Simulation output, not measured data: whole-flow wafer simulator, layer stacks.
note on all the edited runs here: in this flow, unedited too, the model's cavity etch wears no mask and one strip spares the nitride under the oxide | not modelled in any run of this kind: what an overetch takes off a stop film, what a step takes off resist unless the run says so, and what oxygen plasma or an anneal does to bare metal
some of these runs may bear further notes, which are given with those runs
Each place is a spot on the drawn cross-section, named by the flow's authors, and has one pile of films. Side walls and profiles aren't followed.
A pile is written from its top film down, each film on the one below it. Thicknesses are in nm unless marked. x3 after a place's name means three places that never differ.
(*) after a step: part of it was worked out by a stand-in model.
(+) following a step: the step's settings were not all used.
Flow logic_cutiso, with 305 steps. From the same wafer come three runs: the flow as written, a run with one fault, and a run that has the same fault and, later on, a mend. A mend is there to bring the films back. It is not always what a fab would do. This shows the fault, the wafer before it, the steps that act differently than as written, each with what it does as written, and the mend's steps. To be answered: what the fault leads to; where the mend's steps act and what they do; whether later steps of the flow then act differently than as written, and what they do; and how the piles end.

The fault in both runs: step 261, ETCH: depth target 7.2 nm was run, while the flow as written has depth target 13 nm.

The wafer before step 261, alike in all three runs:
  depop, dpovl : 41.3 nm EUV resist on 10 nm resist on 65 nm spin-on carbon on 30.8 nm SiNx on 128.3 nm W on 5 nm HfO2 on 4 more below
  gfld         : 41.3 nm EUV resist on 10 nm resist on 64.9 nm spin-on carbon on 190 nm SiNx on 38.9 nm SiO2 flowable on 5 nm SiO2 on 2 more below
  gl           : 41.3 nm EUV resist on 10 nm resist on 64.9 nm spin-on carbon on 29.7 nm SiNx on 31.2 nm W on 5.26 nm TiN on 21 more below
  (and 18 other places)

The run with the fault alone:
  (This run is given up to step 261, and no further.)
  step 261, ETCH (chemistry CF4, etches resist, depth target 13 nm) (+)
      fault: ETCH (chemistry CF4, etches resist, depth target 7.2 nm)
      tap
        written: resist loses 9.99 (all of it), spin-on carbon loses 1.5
        fault: resist loses 7.2
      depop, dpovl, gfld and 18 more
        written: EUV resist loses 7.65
        fault: EUV resist loses 4.24
  After step 261, at depop, dpovl, gfld and 19 more, the piles differ from the flow's by more than 2% or 0.5 nm, whichever is larger.
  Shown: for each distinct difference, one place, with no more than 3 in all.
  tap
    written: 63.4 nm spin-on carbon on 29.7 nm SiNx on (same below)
    fault: 2.79 nm resist on 64.9 nm spin-on carbon on 29.7 nm SiNx on (same below)
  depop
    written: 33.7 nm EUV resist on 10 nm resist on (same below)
    fault: 37.1 nm EUV resist on 10 nm resist on (same below)
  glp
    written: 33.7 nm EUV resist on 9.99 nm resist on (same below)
    fault: 37.1 nm EUV resist on 9.99 nm resist on (same below)

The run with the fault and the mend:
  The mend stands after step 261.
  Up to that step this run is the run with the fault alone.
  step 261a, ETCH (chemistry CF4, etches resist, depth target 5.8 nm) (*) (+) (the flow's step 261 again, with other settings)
      depop, dpovl, gfld and 18 more
        EUV resist loses 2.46
      tap
        resist loses 2.79 (all of it), spin-on carbon loses 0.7
  Steps later in the flow that act otherwise than as written (2 other steps are not shown; they differ only slightly, by no more than 2% or 0.5 nm, whichever is larger):
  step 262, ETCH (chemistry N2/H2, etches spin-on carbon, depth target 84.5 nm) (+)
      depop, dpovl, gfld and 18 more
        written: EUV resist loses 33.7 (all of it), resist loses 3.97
        mend: EUV resist loses 34.6 (all of it), resist loses 3.93
  By the end, the piles equal the flow's at every place that both follow.
